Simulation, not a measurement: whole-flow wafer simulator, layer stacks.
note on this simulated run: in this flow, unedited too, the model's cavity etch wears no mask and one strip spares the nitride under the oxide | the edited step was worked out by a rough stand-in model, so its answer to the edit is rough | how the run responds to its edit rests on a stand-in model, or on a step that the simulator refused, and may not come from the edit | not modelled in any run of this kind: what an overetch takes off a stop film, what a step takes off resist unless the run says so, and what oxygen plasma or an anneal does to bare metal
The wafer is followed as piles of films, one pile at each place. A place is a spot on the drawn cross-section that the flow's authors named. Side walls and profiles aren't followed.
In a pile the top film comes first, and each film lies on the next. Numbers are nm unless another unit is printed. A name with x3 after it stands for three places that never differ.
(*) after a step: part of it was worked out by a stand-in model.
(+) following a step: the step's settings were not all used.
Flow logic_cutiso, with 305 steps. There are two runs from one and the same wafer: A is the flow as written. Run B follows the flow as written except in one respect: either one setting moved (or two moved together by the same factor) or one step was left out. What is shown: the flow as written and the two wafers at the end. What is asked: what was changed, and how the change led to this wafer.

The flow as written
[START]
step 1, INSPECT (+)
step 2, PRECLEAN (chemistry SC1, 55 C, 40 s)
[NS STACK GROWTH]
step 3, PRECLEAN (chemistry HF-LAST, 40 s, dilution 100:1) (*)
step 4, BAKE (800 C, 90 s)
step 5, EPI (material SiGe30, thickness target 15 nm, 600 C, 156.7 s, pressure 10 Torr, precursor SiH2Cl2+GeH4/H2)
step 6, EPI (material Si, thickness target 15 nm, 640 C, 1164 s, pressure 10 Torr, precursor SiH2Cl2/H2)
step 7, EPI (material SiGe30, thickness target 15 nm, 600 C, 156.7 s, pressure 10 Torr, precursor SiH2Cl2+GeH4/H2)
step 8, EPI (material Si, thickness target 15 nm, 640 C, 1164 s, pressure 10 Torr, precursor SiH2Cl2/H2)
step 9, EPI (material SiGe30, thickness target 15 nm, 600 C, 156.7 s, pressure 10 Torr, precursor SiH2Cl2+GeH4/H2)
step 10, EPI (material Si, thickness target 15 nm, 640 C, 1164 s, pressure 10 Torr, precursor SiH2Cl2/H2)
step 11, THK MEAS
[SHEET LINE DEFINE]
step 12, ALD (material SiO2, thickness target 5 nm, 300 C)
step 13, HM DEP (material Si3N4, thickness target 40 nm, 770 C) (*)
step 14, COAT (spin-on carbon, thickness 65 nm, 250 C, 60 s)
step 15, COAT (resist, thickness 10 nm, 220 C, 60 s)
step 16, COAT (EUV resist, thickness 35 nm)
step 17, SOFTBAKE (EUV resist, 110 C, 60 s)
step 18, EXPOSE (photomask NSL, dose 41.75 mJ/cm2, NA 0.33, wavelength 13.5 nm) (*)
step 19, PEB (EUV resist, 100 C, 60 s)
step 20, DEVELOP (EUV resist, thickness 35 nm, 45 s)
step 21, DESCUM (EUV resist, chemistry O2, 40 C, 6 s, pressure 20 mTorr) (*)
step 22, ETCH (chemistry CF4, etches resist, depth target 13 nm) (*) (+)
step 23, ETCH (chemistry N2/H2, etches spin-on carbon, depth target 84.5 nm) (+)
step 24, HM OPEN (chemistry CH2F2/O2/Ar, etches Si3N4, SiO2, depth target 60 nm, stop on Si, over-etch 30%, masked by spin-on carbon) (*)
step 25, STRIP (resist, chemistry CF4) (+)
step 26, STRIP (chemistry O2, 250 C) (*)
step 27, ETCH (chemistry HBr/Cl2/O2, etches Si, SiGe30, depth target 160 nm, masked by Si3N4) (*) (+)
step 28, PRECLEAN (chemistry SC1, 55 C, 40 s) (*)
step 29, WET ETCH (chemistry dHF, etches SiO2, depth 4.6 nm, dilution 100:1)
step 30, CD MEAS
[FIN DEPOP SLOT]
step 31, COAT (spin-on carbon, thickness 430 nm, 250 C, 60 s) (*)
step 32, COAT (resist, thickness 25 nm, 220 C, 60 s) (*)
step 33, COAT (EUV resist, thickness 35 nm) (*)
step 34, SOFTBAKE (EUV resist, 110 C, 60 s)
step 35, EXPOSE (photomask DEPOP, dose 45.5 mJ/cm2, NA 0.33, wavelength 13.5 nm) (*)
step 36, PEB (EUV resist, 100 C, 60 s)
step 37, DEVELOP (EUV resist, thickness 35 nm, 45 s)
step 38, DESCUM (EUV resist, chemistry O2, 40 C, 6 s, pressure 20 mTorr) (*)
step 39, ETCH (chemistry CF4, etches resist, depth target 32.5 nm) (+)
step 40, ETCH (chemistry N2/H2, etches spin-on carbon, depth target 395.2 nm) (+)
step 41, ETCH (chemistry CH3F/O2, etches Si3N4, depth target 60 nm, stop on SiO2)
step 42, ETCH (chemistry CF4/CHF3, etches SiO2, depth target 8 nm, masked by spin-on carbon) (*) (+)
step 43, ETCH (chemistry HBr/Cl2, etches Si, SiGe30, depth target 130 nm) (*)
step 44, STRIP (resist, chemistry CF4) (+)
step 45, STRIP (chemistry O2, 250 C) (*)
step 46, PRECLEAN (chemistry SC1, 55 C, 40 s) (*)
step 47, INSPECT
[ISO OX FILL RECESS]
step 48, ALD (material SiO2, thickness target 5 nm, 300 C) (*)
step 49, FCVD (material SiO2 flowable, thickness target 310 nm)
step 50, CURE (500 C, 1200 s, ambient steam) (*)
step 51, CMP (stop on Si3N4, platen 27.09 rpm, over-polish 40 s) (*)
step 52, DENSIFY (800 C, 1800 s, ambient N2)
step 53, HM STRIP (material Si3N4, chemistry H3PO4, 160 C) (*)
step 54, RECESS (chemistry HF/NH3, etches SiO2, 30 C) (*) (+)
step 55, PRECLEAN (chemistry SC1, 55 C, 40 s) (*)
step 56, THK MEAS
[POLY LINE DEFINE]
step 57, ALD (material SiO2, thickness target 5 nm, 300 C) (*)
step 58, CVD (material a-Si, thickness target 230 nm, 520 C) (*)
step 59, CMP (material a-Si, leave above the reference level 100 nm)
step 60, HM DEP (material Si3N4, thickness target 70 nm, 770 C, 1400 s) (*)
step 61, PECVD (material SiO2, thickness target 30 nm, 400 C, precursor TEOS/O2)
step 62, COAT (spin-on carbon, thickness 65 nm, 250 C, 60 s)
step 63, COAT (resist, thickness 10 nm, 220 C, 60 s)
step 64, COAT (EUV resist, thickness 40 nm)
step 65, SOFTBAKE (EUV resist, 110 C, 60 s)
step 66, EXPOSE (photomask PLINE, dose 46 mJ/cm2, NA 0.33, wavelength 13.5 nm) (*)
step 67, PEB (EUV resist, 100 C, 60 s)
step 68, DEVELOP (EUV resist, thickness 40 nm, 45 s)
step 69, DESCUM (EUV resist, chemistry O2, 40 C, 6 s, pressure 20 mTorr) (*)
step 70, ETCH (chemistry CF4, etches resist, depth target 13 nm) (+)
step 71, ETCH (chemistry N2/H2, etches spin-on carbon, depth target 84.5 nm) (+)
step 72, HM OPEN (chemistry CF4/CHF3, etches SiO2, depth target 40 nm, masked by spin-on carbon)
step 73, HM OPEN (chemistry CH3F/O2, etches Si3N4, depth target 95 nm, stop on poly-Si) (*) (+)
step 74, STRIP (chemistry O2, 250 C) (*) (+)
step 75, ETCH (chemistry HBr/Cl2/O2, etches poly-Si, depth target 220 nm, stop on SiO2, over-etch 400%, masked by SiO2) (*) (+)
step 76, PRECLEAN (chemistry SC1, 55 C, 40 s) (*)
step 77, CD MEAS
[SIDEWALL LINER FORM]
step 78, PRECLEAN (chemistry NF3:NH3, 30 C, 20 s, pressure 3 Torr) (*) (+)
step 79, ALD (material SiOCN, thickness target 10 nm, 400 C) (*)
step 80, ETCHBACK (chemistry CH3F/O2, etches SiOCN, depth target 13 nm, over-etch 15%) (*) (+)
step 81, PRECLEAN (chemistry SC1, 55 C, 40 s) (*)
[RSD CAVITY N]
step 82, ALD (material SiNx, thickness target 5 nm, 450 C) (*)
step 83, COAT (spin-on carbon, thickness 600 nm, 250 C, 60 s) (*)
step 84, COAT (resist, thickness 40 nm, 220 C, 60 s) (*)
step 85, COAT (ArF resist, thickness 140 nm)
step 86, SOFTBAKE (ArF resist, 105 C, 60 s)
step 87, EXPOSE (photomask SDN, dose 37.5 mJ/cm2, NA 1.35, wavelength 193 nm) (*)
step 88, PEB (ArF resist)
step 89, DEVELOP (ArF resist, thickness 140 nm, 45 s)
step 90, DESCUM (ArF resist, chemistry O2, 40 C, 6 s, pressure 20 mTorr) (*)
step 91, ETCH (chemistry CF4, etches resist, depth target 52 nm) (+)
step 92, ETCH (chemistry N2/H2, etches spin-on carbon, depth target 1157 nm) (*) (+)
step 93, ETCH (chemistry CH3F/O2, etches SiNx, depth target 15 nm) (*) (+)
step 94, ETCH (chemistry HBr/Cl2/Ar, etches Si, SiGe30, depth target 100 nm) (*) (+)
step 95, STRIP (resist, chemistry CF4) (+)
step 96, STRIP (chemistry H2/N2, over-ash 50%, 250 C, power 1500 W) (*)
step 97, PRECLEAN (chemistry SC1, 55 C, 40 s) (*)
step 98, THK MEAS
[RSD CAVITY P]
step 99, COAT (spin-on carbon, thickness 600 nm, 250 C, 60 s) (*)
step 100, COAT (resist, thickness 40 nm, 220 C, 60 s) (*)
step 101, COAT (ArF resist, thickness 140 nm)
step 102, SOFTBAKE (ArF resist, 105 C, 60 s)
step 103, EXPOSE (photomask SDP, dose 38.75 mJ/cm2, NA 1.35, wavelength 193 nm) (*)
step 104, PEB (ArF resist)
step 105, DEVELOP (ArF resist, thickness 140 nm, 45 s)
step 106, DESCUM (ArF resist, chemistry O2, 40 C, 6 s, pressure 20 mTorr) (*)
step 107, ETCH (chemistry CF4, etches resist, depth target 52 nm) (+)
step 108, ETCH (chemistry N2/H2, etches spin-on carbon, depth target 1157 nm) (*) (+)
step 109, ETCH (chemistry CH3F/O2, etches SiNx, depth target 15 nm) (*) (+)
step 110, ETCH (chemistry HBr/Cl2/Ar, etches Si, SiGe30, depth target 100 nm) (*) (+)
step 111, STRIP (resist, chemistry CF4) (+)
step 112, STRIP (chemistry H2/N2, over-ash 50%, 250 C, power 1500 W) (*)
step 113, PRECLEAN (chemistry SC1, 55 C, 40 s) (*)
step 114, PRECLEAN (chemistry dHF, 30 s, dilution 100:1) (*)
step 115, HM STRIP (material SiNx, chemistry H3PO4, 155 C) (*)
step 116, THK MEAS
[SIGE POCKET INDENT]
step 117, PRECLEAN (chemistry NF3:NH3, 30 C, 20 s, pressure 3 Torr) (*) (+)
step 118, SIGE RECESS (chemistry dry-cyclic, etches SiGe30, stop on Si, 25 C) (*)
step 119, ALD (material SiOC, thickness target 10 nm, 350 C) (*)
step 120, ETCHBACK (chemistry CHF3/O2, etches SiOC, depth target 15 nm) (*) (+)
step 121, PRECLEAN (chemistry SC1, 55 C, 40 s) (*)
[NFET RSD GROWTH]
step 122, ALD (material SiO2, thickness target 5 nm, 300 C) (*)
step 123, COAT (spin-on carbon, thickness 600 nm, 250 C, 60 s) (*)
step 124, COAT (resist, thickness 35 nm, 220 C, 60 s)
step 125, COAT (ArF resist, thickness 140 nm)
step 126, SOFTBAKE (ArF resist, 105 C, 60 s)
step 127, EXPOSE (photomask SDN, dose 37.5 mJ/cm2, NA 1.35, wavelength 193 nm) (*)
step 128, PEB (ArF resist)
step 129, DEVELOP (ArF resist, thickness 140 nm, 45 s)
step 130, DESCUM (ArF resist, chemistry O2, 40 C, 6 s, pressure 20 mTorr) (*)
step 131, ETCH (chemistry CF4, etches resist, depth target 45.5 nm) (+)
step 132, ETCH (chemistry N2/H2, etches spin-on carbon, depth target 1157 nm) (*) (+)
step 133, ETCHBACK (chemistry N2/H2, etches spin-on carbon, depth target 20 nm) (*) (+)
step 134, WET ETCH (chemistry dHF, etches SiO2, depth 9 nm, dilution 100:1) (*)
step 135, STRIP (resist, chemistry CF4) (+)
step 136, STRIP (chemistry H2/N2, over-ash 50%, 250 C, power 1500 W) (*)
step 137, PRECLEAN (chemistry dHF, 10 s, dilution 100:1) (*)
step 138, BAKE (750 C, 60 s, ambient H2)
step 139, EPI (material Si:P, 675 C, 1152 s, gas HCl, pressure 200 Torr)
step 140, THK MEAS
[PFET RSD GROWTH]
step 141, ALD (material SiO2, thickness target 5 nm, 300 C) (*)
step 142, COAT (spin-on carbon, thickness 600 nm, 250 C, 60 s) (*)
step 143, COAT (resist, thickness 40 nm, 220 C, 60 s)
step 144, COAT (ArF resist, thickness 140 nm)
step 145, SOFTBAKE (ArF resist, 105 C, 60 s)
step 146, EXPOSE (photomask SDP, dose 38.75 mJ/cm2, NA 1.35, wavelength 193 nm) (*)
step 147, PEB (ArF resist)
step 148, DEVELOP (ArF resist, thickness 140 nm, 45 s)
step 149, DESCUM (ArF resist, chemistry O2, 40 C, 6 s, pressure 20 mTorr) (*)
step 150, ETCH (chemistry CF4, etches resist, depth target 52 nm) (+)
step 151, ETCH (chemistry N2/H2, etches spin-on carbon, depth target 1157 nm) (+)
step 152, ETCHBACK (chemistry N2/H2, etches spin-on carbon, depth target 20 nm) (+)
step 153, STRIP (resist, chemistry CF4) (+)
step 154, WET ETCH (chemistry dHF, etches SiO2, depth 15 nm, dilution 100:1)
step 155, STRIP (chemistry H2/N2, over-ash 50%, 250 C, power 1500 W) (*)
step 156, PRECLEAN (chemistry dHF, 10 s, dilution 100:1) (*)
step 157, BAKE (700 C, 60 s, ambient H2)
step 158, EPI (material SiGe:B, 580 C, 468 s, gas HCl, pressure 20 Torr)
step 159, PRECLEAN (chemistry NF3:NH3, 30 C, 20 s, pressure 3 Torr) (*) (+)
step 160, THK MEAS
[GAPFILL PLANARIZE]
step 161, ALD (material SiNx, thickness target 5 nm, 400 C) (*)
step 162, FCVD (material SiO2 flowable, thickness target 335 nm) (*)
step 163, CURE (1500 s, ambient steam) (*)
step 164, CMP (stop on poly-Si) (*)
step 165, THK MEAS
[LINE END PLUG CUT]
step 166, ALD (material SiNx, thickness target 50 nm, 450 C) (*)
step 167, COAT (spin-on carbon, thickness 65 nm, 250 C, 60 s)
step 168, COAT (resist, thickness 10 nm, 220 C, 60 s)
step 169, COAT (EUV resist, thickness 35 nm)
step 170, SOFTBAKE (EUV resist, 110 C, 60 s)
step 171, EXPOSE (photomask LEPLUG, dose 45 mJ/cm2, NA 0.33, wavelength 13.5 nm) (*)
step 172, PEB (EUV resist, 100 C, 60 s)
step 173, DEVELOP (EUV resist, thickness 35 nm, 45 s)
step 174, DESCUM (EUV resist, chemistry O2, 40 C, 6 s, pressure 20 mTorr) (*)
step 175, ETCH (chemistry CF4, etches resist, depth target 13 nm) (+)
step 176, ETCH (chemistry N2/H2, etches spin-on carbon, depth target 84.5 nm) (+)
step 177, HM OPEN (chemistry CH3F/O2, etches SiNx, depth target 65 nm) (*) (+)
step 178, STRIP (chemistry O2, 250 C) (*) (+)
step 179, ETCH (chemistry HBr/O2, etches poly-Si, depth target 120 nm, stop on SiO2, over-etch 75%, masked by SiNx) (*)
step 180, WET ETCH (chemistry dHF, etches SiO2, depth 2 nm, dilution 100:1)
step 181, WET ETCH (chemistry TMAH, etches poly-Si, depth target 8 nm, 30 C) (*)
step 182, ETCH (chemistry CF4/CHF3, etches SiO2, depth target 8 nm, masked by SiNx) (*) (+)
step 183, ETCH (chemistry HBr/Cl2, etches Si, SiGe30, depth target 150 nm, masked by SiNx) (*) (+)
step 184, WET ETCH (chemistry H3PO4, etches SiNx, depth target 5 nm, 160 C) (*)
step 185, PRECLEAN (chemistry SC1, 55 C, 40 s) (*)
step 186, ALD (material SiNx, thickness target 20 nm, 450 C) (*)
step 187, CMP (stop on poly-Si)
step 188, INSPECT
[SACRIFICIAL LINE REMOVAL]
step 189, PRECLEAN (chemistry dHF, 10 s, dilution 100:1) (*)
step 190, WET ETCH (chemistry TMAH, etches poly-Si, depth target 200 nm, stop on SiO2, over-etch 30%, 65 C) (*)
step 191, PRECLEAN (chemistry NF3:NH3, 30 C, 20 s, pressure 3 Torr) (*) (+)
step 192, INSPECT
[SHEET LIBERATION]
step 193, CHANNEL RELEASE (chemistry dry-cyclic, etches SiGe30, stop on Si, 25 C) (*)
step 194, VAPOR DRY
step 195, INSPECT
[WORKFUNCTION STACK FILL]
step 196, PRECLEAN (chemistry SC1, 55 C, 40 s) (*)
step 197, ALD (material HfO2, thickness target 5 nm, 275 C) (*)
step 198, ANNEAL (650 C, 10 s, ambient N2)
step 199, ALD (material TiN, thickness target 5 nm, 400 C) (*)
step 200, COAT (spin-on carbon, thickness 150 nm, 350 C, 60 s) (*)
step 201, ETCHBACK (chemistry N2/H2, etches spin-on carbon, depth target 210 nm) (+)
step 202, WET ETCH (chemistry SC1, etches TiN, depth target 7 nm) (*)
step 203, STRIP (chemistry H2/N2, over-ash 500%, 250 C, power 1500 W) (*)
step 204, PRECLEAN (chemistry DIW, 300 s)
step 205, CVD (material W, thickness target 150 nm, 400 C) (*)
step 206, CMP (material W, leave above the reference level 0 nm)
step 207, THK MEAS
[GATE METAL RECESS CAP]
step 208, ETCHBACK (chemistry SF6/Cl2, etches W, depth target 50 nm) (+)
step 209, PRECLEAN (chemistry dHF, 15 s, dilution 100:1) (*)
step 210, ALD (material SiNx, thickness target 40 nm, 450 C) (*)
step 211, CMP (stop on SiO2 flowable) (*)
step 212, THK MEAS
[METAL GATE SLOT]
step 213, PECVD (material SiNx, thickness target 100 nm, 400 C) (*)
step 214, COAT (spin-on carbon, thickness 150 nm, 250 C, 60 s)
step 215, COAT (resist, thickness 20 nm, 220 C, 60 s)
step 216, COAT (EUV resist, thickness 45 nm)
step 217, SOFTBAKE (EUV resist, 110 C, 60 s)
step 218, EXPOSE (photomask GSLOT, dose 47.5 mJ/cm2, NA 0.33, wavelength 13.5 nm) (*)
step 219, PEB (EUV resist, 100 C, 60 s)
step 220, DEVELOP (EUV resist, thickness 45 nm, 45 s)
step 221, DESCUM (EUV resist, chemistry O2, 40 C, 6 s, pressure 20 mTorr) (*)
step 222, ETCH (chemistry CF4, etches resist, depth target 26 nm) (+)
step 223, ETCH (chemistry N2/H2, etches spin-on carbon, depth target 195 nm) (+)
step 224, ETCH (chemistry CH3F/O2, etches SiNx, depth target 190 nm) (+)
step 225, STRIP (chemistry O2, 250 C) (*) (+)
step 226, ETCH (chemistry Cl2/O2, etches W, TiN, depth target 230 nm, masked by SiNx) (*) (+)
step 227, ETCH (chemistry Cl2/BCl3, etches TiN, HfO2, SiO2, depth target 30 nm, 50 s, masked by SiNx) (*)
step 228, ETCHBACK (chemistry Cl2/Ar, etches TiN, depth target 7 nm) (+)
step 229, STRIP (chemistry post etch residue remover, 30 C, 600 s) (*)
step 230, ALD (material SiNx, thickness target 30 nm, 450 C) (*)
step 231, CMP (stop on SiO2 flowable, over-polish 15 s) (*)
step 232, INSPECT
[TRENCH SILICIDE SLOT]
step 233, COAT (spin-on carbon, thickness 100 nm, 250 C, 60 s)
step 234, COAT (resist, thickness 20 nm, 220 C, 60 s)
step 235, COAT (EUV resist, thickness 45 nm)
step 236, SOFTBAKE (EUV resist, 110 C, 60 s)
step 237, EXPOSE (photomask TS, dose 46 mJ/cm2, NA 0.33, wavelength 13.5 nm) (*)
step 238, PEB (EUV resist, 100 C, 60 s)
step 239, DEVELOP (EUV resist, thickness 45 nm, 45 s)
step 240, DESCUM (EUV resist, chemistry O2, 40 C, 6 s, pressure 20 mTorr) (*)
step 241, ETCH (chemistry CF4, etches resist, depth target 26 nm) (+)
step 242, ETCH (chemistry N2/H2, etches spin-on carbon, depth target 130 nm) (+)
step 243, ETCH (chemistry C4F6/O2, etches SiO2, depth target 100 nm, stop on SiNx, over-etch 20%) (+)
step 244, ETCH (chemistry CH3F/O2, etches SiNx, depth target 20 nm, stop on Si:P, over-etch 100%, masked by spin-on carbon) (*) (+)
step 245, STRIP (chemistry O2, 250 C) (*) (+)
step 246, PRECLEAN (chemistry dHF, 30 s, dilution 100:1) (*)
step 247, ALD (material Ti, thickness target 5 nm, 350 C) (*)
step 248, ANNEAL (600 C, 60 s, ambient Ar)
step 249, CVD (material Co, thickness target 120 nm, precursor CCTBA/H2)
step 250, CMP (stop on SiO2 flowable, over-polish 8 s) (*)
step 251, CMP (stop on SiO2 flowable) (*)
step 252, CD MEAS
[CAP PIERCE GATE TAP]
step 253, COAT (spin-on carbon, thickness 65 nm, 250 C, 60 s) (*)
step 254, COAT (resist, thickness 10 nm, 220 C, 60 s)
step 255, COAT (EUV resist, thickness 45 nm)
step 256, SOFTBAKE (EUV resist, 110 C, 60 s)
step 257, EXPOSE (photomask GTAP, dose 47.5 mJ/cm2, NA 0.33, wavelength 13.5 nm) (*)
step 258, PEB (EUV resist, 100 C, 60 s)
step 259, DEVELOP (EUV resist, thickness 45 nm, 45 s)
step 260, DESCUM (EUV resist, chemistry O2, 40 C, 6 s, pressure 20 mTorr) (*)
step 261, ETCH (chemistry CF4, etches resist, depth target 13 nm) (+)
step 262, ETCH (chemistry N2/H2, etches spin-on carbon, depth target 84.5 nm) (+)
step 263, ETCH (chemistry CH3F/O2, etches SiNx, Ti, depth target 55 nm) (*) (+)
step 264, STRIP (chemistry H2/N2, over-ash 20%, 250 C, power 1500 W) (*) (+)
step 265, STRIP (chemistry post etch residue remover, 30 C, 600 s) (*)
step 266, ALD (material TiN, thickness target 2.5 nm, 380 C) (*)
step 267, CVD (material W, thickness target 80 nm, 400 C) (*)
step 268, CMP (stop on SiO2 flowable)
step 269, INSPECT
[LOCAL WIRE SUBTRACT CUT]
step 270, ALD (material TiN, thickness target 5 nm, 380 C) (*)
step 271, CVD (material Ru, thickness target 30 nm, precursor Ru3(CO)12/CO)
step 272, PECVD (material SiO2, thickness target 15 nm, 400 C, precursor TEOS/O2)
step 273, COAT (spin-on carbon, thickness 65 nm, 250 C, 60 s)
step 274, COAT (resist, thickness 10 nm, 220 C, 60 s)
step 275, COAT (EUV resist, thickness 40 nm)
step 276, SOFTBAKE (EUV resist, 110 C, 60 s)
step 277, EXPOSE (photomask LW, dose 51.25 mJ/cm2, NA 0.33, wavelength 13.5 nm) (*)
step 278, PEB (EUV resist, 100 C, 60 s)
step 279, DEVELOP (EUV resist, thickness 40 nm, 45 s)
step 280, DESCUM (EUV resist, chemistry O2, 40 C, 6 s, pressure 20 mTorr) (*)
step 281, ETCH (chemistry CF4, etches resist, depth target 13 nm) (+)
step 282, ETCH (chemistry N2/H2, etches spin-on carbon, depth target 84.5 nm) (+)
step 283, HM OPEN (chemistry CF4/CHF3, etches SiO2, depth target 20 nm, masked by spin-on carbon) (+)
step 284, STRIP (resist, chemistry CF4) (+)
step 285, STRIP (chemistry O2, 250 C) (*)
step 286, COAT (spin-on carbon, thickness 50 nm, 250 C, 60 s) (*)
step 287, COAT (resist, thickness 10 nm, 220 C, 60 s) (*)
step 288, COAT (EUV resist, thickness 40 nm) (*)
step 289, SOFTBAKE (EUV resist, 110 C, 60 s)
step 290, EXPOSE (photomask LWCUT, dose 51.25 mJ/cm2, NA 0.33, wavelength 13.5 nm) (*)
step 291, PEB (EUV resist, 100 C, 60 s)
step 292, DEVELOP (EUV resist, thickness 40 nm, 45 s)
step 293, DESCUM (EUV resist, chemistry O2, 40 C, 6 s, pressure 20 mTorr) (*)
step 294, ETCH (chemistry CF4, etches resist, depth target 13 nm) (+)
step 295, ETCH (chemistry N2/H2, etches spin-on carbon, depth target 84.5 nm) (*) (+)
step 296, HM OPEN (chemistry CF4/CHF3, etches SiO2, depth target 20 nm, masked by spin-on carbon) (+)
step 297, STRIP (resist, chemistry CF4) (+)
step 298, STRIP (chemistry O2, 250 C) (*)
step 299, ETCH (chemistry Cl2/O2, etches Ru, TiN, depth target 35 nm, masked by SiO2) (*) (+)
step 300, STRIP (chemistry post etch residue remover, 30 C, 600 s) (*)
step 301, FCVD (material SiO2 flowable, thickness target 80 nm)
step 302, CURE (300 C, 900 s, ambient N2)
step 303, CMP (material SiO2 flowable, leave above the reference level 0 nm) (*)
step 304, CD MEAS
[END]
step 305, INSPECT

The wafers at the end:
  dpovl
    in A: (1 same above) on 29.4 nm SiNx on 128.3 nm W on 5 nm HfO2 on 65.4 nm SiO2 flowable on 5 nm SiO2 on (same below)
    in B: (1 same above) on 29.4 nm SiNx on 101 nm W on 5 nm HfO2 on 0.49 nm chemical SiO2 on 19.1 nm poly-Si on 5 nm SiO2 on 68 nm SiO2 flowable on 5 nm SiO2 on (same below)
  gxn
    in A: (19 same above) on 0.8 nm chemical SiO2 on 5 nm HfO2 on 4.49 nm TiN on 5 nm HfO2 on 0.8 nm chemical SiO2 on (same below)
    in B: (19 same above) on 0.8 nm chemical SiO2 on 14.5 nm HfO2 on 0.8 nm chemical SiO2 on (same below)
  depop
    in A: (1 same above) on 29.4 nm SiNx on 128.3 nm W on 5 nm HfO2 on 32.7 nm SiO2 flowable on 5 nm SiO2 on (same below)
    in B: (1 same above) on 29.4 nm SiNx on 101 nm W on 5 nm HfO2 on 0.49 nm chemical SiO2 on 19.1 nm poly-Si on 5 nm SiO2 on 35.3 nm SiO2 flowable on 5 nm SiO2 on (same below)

What caused this: step 190, WET ETCH: depth target 170 nm was run, whereas the flow has depth target 200 nm.

The path from the change to this, step by step:
  step 190, WET ETCH (chemistry TMAH, etches poly-Si, depth target 200 nm, stop on SiO2, over-etch 30%, 65 C) (*)
      depop, dpovl, gfld, gxf, isow, nsgap: A -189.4 poly-Si (all of it) | B -170 poly-Si
  step 191, PRECLEAN (chemistry NF3:NH3, 30 C, 20 s, pressure 3 Torr) (*) (+)
      depop, dpovl, gfld, gxf, isow, nsgap: A -5 SiO2 (all of it), -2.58 SiO2 flowable | B nothing
  step 197, ALD (material HfO2, thickness target 5 nm, 275 C) (*)
      gxn, gxp: A +5 HfO2 (new film), +5 HfO2 (new film), -10 cavity, +5 HfO2 (new film), +5 HfO2 (new film), -10 cavity, +5 HfO2 (new film), +5 HfO2 (new film), -10 cavity, +5 HfO2 (new film) | B +5 HfO2 (new film), +5 HfO2 (new film), -10 cavity, +5 HfO2 (new film), +5 HfO2 (new film), -10 cavity, +5 HfO2 (new film), +14.5 HfO2 (new film), -14.5 cavity (all of it)
      gxf: A +7.7 HfO2 (new film) | B +5 HfO2 (new film)
  step 199, ALD (material TiN, thickness target 5 nm, 400 C) (*)
      gxn, gxp: A +5 TiN (new film), +4.49 TiN (new film), -4.49 cavity (all of it), +4.49 TiN (new film), -4.49 cavity (all of it), +4.49 TiN (new film), -4.49 cavity (all of it) | B +5 TiN (new film), +4.49 TiN (new film), -4.49 cavity (all of it), +4.49 TiN (new film), -4.49 cavity (all of it)
      gfld: A +7.64 TiN (new film) | B +5 TiN (new film)
  step 200, COAT (spin-on carbon, thickness 150 nm, 350 C, 60 s) (*)
      depop: A +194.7 spin-on carbon (new film) | B +181.4 spin-on carbon (new film)
      dpovl: A +194.8 spin-on carbon (new film) | B +181.4 spin-on carbon (new film)
      (and at 5 other places as well)
  step 201, ETCHBACK (chemistry N2/H2, etches spin-on carbon, depth target 210 nm) (+)
      depop: A -194.7 spin-on carbon (all of it) | B -181.4 spin-on carbon (all of it)
      dpovl: A -194.8 spin-on carbon (all of it) | B -181.4 spin-on carbon (all of it)
      (and at 3 other places as well)
  step 203, STRIP (chemistry H2/N2, over-ash 500%, 250 C, power 1500 W) (*)
      gl, glp: A -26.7 spin-on carbon (all of it) | B -27.3 spin-on carbon (all of it)
      gxn, gxp: A -26.8 spin-on carbon (all of it) | B -27.4 spin-on carbon (all of it)
      (and at 2 other places as well)
  step 205, CVD (material W, thickness target 150 nm, 400 C) (*)
      depop, dpovl, isow, nsgap: A +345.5 W (new film) | B +318.2 W (new film)
      gfld: A +337.9 W (new film) | B +313.2 W (new film)
      (and at 1 other place as well)
  step 226, ETCH (chemistry Cl2/O2, etches W, TiN, depth target 230 nm, masked by SiNx) (*) (+)
      depop, dpovl, gl and 18 more: A -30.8 SiNx | B -24 SiNx
      gfld: A -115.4 W (all of it), -7.64 TiN (all of it), -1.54 HfO2 | B -90.8 W (all of it), -5 TiN (all of it), -1.2 HfO2
  step 227, ETCH (chemistry Cl2/BCl3, etches TiN, HfO2, SiO2, depth target 30 nm, 50 s, masked by SiNx) (*)
      gfld: A -3.46 HfO2 (all of it), -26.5 SiO2 flowable | B -3.8 HfO2 (all of it), -0.49 chemical SiO2 (all of it), -19.1 poly-Si (all of it), -5 SiO2 (all of it), -3.47 SiO2 flowable
  step 230, ALD (material SiNx, thickness target 30 nm, 450 C) (*)
      gfld: A +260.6 SiNx (new film) | B +241.7 SiNx (new film)
  step 231, CMP (stop on SiO2 flowable, over-polish 15 s) (*)
      depop, dpovl, gl and 9 more: A -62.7 SiNx | B -69.5 SiNx
      lnr, lnri, lnrp, lnrt: A -61 SiNx (all of it), -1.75 SiOCN | B -67.8 SiNx (all of it), -1.75 SiOCN
      (and at 6 other places as well)
If metal films that touch count as one body, gxn has 3 bodies (between them, from the top down: HfO2 5 / chemical SiO2 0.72 / Si 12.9 / chemical SiO2 0.8 / HfO2 5; HfO2 5 / chemical SiO2 0.8 / Si 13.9 / chemical SiO2 0.8 / HfO2 5); the flow as written gives 4 bodies (between them, from the top down: HfO2 5 / chemical SiO2 0.72 / Si 12.9 / chemical SiO2 0.8 / HfO2 5; HfO2 5 / chemical SiO2 0.8 / Si 13.9 / chemical SiO2 0.8 / HfO2 5; HfO2 5 / chemical SiO2 0.8 / Si 13.9 / chemical SiO2 0.8 / HfO2 5).
